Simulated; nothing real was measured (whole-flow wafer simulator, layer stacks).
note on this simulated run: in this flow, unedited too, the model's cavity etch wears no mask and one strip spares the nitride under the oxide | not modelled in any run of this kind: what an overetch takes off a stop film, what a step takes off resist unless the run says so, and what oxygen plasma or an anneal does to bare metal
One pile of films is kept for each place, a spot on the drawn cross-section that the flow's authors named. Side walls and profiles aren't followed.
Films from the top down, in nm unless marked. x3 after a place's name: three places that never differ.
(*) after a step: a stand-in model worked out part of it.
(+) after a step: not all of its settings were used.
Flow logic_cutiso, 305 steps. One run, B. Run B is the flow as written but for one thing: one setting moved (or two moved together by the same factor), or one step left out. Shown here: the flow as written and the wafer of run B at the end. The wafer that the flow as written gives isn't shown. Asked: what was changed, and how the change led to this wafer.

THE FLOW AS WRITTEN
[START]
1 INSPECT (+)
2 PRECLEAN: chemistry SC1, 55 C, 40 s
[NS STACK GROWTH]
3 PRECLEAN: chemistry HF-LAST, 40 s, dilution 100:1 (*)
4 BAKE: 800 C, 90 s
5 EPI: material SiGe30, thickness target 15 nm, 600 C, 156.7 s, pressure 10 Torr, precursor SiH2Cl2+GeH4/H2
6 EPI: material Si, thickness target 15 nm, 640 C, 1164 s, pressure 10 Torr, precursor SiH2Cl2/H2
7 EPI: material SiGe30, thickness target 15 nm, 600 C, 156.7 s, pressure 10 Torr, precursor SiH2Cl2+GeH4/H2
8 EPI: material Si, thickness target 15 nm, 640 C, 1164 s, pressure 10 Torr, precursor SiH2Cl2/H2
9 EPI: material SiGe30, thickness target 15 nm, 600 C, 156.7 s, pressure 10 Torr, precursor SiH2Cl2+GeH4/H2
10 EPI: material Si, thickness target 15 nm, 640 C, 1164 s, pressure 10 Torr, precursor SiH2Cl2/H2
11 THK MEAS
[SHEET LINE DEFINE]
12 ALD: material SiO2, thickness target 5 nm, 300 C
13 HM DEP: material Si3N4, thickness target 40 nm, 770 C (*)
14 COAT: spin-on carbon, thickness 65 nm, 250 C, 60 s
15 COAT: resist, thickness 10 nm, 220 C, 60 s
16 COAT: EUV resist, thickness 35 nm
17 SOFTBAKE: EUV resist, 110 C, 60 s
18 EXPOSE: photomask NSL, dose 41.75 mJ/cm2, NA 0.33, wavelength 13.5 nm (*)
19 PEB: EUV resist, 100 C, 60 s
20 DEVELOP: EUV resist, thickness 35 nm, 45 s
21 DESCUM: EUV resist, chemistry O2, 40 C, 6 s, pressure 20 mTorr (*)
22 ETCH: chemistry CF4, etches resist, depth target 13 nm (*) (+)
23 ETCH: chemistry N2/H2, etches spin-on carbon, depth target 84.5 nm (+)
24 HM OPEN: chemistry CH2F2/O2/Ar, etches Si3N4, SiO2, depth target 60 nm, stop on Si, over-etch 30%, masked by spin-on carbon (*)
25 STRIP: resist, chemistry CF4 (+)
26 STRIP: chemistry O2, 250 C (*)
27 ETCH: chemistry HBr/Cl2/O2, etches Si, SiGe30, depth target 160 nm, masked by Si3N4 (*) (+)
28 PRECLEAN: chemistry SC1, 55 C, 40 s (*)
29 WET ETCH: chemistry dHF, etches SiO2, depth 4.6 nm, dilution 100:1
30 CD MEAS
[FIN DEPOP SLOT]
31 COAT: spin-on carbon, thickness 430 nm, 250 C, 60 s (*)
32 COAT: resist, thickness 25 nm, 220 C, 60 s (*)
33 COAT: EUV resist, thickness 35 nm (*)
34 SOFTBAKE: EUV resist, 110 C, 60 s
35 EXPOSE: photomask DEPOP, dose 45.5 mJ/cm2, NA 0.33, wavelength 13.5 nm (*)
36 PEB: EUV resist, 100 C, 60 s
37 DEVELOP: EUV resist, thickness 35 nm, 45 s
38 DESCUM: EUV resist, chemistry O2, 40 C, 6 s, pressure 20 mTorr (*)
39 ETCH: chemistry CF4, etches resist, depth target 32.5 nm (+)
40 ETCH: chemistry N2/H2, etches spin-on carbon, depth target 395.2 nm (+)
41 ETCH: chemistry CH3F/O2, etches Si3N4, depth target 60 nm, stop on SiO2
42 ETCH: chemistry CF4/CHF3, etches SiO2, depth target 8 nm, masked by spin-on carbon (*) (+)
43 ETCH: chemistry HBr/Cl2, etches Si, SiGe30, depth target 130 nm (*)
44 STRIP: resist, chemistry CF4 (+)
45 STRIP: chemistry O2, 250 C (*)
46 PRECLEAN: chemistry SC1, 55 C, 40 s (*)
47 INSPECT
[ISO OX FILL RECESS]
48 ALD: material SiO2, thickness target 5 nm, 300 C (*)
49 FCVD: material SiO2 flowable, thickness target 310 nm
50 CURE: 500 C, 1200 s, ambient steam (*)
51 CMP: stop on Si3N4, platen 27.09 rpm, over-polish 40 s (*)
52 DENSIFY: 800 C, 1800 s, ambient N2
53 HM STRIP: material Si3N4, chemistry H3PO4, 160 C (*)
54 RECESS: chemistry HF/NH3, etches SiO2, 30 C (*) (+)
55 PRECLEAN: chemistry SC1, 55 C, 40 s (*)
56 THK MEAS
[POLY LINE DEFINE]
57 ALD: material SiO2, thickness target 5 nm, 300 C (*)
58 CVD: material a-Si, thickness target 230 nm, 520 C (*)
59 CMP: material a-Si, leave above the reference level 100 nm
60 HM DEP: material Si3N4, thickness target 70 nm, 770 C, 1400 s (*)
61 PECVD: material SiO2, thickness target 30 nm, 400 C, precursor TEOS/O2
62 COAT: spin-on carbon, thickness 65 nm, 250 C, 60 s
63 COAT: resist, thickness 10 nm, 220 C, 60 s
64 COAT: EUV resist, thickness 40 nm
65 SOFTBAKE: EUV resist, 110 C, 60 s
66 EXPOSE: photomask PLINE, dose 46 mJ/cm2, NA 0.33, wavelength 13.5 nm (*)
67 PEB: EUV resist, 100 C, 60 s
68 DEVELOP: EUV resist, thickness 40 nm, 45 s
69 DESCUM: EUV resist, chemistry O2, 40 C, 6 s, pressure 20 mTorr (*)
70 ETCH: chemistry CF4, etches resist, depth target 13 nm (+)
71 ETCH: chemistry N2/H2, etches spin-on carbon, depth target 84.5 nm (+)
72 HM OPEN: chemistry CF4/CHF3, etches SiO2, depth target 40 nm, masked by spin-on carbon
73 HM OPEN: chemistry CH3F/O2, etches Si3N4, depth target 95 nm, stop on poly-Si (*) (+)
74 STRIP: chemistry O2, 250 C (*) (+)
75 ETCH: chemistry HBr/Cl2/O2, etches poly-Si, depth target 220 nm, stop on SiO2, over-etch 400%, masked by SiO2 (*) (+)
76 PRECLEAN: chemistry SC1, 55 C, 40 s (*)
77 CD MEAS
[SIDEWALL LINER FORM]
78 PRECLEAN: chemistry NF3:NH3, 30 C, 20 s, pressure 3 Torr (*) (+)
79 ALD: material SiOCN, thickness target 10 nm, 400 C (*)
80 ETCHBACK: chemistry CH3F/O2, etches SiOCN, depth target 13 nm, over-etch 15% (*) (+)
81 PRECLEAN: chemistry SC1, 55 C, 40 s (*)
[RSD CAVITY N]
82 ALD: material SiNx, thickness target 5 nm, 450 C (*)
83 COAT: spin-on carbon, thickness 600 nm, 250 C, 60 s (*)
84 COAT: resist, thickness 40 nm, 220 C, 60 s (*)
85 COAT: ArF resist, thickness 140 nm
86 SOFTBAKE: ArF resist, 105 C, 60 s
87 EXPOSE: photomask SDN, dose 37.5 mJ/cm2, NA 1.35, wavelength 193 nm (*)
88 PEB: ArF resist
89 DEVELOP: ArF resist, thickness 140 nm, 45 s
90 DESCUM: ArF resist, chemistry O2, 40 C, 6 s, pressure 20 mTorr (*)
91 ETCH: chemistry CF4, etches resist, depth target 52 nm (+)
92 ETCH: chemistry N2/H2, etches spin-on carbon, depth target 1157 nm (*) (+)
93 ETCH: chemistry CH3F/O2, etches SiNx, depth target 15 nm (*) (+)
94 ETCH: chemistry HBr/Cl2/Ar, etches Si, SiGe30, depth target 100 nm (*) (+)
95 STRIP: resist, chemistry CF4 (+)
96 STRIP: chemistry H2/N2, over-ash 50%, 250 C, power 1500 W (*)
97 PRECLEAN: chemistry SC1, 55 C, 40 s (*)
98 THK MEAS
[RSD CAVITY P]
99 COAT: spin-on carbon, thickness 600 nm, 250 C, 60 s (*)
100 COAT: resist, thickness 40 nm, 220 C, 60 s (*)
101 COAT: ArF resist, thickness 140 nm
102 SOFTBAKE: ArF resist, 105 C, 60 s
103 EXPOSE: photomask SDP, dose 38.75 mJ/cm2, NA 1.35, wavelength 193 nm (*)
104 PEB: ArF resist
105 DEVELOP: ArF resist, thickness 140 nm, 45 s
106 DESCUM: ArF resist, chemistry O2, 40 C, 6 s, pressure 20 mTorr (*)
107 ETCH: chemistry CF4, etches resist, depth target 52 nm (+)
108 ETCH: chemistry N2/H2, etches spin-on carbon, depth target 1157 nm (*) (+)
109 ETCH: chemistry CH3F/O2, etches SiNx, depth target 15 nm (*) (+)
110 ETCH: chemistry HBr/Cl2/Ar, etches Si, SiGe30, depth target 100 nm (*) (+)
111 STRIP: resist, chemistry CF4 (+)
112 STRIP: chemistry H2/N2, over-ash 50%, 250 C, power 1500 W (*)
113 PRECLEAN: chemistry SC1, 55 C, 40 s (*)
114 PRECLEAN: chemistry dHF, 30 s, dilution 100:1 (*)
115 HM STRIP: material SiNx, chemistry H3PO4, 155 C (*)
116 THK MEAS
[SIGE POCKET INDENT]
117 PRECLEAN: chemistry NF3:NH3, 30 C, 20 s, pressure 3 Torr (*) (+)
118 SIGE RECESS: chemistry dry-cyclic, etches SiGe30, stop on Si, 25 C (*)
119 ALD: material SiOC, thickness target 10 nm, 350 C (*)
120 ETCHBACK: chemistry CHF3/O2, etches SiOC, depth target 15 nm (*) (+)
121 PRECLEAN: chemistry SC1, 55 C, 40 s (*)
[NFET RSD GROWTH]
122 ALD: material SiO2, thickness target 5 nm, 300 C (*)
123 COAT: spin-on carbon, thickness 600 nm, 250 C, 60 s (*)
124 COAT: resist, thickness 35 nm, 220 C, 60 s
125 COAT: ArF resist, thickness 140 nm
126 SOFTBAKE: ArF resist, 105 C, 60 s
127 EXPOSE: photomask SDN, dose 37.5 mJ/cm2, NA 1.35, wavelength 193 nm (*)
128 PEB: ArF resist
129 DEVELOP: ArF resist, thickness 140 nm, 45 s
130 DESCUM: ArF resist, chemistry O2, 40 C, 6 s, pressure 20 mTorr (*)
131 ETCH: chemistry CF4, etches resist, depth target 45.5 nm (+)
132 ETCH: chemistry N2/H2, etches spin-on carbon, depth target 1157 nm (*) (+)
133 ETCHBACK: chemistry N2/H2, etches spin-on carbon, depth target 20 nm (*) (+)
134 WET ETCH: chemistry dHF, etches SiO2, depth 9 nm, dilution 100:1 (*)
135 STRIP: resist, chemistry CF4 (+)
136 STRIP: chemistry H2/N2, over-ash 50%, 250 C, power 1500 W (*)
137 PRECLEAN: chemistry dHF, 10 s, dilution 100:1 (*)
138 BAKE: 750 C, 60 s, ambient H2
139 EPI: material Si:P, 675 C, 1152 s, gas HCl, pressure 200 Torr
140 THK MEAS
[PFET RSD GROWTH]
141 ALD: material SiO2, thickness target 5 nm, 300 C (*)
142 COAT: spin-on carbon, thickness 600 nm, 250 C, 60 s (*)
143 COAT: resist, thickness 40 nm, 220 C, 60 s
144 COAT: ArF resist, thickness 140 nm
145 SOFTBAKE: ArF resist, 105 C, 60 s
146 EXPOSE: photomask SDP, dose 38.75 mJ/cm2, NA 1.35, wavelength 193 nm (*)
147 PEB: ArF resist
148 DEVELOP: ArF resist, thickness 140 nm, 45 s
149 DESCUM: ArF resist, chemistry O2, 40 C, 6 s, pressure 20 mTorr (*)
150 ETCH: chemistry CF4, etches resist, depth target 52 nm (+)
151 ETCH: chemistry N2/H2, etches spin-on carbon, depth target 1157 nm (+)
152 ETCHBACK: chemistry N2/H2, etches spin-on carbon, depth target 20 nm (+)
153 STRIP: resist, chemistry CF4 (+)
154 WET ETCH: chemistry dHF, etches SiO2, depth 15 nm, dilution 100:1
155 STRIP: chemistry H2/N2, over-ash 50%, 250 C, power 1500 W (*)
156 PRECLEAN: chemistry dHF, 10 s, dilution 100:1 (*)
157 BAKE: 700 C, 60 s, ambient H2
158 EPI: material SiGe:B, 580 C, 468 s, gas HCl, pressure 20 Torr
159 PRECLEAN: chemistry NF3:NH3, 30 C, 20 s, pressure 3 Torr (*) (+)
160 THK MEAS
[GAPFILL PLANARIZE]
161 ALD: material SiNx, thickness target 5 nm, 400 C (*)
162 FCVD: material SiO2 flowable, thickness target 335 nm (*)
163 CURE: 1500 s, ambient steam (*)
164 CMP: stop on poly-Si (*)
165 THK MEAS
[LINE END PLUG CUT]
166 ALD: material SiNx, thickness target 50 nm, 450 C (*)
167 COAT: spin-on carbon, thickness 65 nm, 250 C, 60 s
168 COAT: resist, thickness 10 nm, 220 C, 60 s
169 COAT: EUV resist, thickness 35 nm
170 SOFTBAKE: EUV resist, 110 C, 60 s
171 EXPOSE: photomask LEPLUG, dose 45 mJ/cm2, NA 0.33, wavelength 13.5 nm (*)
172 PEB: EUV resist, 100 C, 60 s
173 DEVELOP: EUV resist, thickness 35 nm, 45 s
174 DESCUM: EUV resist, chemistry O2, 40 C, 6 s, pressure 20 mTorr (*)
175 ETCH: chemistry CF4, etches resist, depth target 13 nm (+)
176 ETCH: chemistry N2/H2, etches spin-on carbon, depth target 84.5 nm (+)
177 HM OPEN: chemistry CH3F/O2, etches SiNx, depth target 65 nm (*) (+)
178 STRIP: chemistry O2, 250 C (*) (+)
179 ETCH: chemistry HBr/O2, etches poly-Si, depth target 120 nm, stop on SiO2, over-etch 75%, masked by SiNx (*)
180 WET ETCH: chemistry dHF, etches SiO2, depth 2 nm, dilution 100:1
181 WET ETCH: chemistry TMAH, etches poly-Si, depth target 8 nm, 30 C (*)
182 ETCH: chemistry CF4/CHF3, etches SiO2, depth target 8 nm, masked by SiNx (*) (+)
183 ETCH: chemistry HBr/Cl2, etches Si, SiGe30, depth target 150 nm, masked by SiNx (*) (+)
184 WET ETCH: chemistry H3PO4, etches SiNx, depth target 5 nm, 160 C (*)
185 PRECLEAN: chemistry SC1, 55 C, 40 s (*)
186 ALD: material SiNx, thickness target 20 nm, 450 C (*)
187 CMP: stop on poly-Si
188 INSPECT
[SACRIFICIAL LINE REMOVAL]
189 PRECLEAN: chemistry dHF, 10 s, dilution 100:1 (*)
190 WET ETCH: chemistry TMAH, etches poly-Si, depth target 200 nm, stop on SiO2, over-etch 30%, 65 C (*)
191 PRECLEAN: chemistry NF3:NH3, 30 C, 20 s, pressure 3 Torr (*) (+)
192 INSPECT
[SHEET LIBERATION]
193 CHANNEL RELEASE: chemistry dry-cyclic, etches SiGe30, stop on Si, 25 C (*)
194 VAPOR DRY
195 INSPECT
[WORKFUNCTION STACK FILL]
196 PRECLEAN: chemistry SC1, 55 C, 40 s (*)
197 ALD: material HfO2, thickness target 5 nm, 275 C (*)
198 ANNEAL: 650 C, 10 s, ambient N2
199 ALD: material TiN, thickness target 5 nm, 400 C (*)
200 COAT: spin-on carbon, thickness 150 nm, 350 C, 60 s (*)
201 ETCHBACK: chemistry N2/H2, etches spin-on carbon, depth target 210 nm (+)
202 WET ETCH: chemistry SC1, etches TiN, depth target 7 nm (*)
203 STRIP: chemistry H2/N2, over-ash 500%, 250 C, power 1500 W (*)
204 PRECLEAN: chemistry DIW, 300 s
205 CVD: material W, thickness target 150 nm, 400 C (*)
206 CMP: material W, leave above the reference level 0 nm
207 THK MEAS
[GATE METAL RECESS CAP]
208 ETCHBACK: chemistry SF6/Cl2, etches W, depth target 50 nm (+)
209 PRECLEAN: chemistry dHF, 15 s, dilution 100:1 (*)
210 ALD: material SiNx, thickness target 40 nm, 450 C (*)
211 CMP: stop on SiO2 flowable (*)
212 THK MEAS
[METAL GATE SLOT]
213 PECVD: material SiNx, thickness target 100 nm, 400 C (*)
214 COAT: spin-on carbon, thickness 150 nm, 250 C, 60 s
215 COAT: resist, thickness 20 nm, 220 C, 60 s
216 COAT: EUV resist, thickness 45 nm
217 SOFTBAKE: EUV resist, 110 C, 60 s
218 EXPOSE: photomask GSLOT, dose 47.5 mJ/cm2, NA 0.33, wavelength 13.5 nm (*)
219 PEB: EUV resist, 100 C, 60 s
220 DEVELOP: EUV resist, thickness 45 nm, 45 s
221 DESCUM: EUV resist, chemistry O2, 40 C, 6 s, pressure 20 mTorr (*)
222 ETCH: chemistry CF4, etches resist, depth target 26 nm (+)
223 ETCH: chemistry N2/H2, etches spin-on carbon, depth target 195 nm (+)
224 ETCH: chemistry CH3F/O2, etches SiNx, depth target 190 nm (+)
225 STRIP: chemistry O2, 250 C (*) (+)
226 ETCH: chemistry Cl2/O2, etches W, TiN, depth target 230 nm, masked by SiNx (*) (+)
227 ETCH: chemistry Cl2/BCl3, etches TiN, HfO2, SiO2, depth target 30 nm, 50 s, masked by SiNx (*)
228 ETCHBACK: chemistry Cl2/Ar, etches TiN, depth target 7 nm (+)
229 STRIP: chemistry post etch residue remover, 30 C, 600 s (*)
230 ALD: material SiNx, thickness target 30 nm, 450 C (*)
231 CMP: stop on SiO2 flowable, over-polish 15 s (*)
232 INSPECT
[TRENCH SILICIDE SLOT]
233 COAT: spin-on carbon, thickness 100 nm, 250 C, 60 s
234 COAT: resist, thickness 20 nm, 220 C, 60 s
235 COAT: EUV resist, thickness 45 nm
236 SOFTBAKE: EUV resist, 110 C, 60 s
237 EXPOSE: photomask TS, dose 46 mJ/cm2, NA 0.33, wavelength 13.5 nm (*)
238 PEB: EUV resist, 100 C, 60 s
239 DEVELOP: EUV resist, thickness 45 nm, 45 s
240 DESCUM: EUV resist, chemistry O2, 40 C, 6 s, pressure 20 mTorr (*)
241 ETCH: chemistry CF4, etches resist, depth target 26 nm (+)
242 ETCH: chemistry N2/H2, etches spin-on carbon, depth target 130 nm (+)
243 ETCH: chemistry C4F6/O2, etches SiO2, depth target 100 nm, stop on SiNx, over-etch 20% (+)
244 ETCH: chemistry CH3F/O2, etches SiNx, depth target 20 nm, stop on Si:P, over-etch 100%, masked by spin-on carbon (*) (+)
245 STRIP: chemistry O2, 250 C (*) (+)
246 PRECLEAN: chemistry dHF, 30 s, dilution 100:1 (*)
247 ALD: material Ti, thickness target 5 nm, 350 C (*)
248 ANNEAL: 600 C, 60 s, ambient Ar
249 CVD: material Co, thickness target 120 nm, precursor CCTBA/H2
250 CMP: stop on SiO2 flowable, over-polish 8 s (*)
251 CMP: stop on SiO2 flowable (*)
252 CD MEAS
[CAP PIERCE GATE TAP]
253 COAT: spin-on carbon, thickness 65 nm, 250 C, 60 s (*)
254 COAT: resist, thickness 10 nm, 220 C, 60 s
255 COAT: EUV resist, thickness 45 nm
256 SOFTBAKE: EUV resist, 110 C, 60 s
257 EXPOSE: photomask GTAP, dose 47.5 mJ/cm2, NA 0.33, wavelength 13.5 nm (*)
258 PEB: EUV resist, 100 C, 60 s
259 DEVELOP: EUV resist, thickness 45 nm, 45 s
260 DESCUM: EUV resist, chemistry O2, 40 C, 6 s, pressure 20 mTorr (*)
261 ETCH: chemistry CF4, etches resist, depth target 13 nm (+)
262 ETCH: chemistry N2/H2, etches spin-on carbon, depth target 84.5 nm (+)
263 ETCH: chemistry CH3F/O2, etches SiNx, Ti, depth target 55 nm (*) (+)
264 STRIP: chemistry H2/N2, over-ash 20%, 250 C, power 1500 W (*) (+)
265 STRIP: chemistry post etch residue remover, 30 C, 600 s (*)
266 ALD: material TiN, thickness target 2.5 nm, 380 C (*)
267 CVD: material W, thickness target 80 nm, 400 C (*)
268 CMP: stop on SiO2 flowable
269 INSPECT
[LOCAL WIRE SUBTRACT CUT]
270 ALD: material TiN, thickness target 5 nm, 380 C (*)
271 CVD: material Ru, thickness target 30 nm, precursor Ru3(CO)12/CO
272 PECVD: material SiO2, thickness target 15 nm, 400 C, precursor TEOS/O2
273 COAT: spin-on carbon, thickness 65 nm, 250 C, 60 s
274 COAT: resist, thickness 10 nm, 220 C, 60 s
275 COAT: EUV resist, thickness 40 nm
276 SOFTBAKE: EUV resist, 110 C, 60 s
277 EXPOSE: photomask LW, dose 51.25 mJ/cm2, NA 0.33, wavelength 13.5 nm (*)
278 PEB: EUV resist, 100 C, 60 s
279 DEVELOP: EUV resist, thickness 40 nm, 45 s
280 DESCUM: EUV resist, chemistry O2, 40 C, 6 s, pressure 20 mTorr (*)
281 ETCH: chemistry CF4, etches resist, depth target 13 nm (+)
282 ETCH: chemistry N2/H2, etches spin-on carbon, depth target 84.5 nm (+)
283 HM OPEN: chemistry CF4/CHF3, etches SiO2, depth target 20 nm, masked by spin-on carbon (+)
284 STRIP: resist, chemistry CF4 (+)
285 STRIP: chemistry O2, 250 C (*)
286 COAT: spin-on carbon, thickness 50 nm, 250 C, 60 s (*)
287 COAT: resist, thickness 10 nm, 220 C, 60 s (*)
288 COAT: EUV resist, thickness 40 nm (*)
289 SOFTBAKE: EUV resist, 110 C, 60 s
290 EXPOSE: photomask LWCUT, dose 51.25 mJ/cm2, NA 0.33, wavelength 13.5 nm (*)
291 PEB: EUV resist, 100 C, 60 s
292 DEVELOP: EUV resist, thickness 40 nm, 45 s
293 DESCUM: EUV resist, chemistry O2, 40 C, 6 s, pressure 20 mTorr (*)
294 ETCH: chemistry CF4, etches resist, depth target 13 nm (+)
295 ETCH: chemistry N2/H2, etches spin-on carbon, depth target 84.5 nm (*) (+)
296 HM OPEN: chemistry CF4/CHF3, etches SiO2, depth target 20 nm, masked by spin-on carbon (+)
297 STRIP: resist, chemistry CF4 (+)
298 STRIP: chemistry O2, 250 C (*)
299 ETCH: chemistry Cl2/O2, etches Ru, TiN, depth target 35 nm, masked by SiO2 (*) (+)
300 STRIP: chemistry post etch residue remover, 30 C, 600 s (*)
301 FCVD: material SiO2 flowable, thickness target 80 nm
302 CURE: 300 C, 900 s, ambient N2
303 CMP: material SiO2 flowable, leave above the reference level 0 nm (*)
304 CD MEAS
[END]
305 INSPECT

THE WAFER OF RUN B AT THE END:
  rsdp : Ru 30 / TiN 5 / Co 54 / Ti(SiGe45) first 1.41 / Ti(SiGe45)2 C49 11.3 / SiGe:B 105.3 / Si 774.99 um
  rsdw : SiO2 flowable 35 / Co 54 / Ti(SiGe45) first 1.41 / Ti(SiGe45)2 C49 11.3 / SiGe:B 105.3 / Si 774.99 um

The cause: step 248, ANNEAL: 645 C was run, where the flow has 600 C.

How the change led to this, step by step:
  248 ANNEAL: 600 C, 60 s, ambient Ar
      rsdp, rsdw: Ti(SiGe45) first +1.41 (new film), Ti(SiGe45)2 C49 +11.3 (new film), Ti -5 (all of it), SiGe:B -11 (as written it would be: Ti(SiGe45) first +8.95 (new film), Ti -5 (all of it), SiGe:B -5.98)
